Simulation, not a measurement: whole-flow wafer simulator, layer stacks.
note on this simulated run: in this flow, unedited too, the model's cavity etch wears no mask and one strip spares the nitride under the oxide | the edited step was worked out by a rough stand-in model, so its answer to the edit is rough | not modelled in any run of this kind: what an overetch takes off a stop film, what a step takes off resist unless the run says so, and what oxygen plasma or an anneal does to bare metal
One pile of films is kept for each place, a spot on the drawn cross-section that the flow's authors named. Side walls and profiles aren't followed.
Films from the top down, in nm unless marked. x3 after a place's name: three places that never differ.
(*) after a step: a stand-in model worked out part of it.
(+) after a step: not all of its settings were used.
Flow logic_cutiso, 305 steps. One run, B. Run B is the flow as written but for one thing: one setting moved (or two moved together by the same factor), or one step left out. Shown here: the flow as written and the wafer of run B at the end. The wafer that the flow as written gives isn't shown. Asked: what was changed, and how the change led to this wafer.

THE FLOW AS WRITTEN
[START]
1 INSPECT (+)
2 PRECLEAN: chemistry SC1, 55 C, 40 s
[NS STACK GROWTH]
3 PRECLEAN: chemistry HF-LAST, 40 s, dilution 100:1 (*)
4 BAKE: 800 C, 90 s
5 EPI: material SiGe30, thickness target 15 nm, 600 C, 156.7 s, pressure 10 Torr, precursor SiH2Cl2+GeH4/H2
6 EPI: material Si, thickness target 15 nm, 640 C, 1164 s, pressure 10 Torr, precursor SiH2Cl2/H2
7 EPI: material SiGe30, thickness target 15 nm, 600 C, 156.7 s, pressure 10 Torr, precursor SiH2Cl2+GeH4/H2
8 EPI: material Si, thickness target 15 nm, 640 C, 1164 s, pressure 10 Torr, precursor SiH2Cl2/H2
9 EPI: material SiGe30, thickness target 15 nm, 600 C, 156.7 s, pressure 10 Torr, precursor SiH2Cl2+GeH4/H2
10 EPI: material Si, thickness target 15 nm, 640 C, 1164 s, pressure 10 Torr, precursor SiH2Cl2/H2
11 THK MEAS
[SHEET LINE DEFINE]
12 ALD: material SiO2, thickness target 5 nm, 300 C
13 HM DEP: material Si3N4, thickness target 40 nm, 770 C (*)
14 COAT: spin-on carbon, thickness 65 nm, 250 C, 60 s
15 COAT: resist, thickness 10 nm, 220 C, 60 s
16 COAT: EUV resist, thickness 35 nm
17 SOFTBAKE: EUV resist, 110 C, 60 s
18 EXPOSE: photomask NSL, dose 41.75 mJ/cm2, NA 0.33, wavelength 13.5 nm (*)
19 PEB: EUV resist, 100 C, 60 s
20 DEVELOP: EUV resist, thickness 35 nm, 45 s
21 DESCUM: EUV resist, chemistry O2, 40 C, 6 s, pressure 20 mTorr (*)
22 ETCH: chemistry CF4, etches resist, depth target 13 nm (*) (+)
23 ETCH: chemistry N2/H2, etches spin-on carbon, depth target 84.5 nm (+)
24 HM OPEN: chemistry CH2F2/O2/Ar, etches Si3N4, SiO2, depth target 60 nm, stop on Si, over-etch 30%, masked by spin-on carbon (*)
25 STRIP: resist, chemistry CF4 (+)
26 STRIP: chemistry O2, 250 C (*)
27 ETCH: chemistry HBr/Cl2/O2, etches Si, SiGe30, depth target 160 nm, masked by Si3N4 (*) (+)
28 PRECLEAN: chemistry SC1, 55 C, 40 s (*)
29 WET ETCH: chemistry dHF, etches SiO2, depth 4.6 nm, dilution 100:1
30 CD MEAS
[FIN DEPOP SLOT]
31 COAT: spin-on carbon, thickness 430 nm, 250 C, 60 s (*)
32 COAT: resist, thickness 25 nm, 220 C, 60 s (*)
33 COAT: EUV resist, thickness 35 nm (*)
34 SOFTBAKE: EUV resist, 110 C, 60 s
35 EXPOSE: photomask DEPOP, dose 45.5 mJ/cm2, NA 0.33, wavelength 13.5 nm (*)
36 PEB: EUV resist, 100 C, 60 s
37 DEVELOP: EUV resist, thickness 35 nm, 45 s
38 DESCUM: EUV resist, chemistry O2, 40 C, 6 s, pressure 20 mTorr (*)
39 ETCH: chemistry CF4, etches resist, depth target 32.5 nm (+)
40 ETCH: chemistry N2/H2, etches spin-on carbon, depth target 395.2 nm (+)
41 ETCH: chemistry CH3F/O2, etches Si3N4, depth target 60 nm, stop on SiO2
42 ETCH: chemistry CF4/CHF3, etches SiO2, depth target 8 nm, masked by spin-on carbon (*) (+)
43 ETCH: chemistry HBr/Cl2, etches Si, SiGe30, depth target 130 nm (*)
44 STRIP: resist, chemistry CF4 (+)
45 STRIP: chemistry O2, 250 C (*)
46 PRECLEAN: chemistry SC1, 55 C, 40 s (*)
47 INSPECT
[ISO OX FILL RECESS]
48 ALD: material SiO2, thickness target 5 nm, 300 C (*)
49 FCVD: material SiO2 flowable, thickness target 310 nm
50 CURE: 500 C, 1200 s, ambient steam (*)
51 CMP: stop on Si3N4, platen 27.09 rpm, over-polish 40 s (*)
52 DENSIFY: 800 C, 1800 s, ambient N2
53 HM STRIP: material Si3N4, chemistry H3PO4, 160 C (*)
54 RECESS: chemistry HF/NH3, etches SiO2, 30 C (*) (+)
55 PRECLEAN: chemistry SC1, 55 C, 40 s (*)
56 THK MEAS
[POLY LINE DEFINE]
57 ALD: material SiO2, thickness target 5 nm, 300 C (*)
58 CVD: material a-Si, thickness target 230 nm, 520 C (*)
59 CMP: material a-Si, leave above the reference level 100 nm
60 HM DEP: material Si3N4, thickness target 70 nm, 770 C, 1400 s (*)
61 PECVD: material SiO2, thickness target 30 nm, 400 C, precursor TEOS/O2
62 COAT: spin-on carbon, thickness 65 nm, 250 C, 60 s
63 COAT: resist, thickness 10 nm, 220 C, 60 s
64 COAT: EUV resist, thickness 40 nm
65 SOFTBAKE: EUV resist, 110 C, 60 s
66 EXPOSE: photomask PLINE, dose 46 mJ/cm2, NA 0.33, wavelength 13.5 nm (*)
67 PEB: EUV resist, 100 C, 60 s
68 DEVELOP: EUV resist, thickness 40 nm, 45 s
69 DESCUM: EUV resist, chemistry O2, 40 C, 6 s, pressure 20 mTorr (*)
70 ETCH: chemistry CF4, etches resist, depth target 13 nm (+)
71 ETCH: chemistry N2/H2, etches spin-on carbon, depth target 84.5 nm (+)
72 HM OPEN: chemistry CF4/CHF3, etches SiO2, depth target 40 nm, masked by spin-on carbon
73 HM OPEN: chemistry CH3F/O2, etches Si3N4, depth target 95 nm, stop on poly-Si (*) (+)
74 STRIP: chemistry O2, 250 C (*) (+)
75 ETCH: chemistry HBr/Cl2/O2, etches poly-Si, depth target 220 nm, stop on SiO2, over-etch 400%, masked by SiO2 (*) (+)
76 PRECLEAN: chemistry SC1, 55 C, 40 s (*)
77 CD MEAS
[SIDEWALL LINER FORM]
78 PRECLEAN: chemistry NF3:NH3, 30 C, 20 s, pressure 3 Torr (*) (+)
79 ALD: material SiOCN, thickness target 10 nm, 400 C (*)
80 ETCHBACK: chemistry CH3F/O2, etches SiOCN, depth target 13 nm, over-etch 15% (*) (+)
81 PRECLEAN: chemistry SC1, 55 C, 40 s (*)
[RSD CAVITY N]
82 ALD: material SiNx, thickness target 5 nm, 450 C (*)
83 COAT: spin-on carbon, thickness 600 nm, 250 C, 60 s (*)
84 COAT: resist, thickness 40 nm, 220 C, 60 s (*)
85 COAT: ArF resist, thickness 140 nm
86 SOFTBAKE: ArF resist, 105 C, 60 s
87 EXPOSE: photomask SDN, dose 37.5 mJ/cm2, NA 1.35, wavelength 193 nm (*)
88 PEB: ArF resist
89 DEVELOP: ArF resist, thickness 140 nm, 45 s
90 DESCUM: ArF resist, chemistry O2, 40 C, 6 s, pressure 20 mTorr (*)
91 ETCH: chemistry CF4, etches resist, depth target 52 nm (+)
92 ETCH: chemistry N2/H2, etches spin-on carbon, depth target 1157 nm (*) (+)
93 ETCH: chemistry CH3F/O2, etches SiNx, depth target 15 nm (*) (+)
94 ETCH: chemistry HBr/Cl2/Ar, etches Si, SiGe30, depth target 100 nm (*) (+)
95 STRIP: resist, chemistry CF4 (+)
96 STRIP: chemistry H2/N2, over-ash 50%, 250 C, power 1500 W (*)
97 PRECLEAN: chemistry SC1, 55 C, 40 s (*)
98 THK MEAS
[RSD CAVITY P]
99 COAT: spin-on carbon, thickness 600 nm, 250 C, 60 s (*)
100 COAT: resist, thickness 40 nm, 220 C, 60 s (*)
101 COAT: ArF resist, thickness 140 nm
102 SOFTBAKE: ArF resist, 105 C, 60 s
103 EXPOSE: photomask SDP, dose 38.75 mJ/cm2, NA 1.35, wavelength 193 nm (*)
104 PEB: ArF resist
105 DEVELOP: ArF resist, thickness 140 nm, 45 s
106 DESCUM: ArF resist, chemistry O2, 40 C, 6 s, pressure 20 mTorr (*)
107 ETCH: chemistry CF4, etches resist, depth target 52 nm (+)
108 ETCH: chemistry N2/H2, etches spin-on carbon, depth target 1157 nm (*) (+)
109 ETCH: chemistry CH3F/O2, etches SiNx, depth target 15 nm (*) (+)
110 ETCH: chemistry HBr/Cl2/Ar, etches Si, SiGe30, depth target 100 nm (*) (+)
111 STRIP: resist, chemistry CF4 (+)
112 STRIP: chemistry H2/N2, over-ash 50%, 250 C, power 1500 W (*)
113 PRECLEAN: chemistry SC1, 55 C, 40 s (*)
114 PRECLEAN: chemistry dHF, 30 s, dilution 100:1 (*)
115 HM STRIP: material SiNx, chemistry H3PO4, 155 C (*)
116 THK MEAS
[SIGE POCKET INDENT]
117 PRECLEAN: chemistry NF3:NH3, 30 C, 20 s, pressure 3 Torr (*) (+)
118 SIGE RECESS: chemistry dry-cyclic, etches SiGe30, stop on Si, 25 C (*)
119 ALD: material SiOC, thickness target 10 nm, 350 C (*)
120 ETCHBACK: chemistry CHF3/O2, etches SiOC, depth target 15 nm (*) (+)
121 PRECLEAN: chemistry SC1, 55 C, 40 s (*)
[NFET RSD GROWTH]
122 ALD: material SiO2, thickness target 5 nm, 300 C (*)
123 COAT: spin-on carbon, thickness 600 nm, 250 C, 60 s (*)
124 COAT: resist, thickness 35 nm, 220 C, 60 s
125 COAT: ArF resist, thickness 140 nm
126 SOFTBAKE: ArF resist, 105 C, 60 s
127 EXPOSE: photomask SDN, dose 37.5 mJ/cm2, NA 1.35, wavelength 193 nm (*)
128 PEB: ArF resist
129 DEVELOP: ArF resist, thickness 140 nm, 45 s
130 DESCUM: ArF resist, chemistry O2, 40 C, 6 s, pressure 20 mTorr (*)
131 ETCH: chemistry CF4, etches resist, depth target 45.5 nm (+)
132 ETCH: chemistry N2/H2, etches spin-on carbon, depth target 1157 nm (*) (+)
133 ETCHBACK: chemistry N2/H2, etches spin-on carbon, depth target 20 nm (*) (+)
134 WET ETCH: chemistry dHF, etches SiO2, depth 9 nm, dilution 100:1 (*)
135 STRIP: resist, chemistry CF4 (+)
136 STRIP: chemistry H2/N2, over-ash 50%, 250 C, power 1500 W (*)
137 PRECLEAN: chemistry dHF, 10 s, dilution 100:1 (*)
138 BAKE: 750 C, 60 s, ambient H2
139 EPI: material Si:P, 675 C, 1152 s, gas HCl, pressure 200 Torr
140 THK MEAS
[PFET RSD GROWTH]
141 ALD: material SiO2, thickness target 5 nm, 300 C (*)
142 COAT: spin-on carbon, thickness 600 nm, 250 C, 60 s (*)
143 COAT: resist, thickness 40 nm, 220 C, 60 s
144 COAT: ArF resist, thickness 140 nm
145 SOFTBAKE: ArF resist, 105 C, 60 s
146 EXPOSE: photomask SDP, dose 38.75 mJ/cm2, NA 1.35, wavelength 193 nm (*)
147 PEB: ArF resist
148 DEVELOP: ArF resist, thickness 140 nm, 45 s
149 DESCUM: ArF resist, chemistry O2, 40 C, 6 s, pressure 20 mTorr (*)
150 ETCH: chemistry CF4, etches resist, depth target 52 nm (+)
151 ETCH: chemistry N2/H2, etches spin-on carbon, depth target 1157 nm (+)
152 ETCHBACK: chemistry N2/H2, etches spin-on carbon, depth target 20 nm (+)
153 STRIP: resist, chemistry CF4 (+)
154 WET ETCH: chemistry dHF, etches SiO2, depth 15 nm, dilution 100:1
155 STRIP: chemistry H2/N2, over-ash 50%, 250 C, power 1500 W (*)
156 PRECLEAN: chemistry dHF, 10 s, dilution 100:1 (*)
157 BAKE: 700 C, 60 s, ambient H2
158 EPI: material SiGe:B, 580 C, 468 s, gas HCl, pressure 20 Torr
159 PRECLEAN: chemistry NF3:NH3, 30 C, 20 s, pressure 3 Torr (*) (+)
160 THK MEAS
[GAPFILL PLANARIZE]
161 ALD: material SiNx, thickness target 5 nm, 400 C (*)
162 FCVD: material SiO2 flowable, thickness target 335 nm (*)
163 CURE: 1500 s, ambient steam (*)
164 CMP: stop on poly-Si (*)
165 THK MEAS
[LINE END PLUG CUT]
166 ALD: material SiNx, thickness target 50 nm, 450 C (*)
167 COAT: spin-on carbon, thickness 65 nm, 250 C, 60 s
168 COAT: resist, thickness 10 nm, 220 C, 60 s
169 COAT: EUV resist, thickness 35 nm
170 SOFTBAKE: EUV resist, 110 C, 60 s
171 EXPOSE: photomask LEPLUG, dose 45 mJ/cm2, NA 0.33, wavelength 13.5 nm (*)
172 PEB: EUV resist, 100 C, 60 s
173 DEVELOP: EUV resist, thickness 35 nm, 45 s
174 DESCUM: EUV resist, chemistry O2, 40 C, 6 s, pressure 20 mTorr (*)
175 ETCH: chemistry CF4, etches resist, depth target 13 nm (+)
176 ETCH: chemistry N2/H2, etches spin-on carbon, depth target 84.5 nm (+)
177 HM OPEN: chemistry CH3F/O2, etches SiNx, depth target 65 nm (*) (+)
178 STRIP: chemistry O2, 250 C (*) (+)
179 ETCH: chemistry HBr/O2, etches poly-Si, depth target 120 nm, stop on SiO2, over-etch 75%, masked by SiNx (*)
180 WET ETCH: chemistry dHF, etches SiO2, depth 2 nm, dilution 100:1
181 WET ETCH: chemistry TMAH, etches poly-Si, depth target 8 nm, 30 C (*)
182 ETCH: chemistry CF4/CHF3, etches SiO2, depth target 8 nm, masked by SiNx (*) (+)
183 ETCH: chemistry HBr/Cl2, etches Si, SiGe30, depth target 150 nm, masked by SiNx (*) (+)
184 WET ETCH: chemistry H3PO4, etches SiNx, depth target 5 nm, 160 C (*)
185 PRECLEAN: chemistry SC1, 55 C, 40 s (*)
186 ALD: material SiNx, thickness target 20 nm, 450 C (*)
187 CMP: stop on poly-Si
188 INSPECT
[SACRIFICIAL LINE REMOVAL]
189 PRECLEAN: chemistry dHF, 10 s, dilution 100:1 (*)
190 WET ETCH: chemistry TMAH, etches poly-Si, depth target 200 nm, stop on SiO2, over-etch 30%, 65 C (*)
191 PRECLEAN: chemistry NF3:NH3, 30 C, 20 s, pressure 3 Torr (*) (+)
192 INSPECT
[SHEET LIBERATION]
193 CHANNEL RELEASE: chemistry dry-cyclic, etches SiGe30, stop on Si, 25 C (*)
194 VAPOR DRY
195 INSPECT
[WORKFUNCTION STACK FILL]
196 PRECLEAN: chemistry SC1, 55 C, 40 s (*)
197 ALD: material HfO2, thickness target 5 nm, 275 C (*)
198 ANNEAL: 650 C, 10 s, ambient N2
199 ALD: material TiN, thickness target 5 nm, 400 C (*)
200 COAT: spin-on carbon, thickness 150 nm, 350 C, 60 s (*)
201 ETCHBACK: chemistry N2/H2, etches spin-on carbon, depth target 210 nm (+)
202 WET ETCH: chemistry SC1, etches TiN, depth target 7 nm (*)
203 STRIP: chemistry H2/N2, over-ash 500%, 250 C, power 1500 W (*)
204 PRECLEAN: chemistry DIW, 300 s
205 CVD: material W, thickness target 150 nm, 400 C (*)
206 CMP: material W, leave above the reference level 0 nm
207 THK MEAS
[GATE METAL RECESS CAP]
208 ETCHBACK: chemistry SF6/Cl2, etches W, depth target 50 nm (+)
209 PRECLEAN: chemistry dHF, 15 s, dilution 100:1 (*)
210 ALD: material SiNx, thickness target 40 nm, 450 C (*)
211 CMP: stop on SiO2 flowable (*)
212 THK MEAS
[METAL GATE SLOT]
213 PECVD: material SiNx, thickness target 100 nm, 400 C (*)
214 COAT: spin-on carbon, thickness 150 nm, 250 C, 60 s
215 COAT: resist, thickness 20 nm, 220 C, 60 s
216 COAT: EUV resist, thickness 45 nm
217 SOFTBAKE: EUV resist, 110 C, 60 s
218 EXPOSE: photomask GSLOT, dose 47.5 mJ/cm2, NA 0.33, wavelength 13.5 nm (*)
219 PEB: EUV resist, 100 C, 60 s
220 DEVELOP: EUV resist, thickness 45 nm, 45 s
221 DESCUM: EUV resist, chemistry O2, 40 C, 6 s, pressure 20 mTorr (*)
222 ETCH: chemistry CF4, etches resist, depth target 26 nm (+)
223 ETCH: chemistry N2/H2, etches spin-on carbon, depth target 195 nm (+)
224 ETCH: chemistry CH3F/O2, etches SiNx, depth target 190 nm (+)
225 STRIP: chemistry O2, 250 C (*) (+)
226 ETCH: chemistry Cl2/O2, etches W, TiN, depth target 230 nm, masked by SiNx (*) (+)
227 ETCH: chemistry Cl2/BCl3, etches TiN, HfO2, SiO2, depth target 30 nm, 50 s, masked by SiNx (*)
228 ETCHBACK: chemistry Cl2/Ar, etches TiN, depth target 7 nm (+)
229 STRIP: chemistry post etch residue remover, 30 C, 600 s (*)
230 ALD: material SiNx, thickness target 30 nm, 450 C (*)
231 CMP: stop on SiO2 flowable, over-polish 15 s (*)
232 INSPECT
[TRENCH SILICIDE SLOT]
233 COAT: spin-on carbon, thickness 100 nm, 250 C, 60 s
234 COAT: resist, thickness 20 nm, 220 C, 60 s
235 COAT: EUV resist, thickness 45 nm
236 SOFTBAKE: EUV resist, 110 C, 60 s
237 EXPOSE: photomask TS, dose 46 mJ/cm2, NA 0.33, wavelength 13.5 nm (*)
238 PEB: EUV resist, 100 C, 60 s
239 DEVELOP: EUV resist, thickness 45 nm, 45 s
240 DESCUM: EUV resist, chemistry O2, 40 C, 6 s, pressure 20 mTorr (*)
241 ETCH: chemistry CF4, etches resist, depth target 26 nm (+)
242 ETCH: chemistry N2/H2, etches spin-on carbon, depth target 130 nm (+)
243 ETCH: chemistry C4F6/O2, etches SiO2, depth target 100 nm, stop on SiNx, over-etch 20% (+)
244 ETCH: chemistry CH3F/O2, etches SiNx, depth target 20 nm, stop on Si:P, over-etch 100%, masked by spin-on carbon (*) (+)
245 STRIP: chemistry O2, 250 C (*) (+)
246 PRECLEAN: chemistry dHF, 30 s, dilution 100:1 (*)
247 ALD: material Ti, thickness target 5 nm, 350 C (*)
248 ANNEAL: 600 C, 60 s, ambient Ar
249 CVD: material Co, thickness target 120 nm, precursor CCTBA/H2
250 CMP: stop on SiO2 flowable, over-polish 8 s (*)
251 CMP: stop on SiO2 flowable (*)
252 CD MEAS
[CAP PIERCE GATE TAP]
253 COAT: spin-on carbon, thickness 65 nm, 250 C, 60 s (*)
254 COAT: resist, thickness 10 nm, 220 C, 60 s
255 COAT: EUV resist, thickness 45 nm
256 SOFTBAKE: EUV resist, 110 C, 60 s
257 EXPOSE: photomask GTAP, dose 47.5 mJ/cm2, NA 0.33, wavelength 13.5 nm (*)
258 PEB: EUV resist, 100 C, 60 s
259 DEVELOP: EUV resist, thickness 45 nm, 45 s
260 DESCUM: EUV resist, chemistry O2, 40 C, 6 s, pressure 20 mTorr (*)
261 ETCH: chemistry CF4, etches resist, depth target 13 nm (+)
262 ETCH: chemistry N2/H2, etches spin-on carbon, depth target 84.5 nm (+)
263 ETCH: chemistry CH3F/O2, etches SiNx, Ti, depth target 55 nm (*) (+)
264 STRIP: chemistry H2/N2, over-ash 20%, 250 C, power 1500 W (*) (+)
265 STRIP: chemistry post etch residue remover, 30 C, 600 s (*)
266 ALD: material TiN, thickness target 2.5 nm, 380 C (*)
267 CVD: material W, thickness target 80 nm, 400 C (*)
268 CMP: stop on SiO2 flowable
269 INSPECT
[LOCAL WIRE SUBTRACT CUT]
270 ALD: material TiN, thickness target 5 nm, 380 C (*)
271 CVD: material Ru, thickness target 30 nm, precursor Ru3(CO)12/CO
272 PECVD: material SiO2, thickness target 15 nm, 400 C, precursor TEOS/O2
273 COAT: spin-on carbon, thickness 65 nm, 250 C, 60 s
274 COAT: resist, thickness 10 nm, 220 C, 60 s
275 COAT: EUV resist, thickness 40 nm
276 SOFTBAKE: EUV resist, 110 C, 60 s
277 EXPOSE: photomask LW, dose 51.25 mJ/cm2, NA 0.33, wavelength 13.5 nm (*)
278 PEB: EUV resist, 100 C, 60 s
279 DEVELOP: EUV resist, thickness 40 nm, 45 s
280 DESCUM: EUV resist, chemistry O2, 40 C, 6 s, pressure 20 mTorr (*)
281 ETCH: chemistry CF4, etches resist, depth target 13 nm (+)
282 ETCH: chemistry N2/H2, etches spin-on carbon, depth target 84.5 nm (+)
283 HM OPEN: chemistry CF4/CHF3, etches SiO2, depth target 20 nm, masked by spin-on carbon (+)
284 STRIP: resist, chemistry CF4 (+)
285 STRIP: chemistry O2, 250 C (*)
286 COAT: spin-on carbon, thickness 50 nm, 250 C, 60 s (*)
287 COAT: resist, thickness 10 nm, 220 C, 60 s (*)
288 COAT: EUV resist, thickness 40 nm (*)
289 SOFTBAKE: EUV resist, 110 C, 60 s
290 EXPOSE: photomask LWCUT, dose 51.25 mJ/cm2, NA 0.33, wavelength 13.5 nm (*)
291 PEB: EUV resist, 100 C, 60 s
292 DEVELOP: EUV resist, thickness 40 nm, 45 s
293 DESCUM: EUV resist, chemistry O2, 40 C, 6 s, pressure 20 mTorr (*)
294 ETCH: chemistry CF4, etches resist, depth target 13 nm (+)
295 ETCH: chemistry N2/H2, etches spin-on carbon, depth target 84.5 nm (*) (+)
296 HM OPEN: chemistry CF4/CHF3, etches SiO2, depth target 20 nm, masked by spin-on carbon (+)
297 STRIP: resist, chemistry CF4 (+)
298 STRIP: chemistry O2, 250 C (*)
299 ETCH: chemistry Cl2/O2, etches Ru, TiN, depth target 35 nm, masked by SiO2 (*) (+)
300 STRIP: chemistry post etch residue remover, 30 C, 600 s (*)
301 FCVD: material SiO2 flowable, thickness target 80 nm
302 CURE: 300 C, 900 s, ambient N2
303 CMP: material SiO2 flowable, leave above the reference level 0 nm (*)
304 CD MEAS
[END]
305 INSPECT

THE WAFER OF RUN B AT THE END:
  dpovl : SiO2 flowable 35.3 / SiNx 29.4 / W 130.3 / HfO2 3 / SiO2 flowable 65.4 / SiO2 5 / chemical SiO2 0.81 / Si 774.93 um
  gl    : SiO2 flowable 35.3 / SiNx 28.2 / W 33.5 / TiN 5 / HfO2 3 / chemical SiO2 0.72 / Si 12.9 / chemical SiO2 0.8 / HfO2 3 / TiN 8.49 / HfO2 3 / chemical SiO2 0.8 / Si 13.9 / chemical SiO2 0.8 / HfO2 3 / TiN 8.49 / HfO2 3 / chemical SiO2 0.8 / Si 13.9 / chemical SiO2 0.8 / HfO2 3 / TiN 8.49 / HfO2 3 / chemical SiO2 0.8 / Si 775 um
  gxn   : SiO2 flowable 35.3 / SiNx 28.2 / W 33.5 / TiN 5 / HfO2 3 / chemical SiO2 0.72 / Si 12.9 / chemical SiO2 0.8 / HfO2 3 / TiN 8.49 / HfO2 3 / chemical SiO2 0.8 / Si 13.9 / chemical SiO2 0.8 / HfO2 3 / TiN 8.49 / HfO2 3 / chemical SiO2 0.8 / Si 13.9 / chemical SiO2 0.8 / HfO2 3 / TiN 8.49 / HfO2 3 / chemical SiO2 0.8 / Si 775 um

The cause: step 197, ALD: thickness target 3 nm was run, where the flow has thickness target 5 nm.
It can be read off the wafer: dpovl has HfO2 3, and step 197 as written asks for 5 nm.

How the change led to this, step by step:
  197 ALD: material HfO2, thickness target 5 nm, 275 C (*)
      depop, dpovl, gfld and 12 more: HfO2 +3 (new film) (as written it would be: HfO2 +5 (new film))
      gl, glp, gxn, gxp, ns, tap: HfO2 +3 (new film), HfO2 +3 (new film), cavity -6, HfO2 +3 (new film), HfO2 +3 (new film), cavity -6, HfO2 +3 (new film), HfO2 +3 (new film), cavity -6, HfO2 +3 (new film) (as written it would be: HfO2 +5 (new film), HfO2 +5 (new film), cavity -10, HfO2 +5 (new film), HfO2 +5 (new film), cavity -10, HfO2 +5 (new film), HfO2 +5 (new film), cavity -10, HfO2 +5 (new film))
      (and at 1 more place)
  199 ALD: material TiN, thickness target 5 nm, 400 C (*)
      gl, glp, tap: TiN +5 (new film), TiN +8.49 (new film), cavity -8.49 (all of it), TiN +8.49 (new film), cavity -8.49 (all of it), TiN +8.49 (new film), cavity -8.49 (all of it) (as written it would be: TiN +5.26 (new film), TiN +4.49 (new film), cavity -4.49 (all of it), TiN +4.49 (new film), cavity -4.49 (all of it), TiN +4.49 (new film), cavity -4.49 (all of it))
      gxn, gxp, ns: TiN +5 (new film), TiN +8.49 (new film), cavity -8.49 (all of it), TiN +8.49 (new film), cavity -8.49 (all of it), TiN +8.49 (new film), cavity -8.49 (all of it) (as written it would be: TiN +5 (new film), TiN +4.49 (new film), cavity -4.49 (all of it), TiN +4.49 (new film), cavity -4.49 (all of it), TiN +4.49 (new film), cavity -4.49 (all of it))
      (and at 2 more places)
  200 COAT: spin-on carbon, thickness 150 nm, 350 C, 60 s (*)
      gl, glp: spin-on carbon +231 (new film) (as written it would be: spin-on carbon +236.9 (new film))
      lnr, lnrp: spin-on carbon +128 (new film) (as written it would be: spin-on carbon +133.9 (new film))
      (and at 17 more places)
  201 ETCHBACK: chemistry N2/H2, etches spin-on carbon, depth target 210 nm (+)
      lnr, lnrp: spin-on carbon -128 (all of it) (as written it would be: spin-on carbon -133.9 (all of it))
      rsdn, rsdw: spin-on carbon -139.7 (all of it) (as written it would be: spin-on carbon -145.8 (all of it))
      (and at 11 more places)
  203 STRIP: chemistry H2/N2, over-ash 500%, 250 C, power 1500 W (*)
      gl, glp: spin-on carbon -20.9 (all of it) (as written it would be: spin-on carbon -26.7 (all of it))
      gxn, gxp: spin-on carbon -20.5 (all of it) (as written it would be: spin-on carbon -26.8 (all of it))
      (and at 3 more places)
  206 CMP: material W, leave above the reference level 0 nm
      lnr, lnri, lnrp, lnrt: W -150 (all of it), HfO2 -3 (all of it), SiOCN -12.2 (as written it would be: W -150 (all of it), HfO2 -5 (all of it), SiOCN -12.2)
      rsdn, rsdp, rsdw, rsdx: W -162.2 (all of it), HfO2 -3 (all of it) (as written it would be: W -162.2 (all of it), HfO2 -5 (all of it))
      (and at 2 more places)
  226 ETCH: chemistry Cl2/O2, etches W, TiN, depth target 230 nm, masked by SiNx (*) (+)
      gfld: W -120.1 (all of it), TiN -5 (all of it), HfO2 -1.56 (as written it would be: W -115.4 (all of it), TiN -7.64 (all of it), HfO2 -1.54)
  227 ETCH: chemistry Cl2/BCl3, etches TiN, HfO2, SiO2, depth target 30 nm, 50 s, masked by SiNx (*)
      gfld: HfO2 -1.44 (all of it), SiO2 flowable -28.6 (as written it would be: HfO2 -3.46 (all of it), SiO2 flowable -26.5)
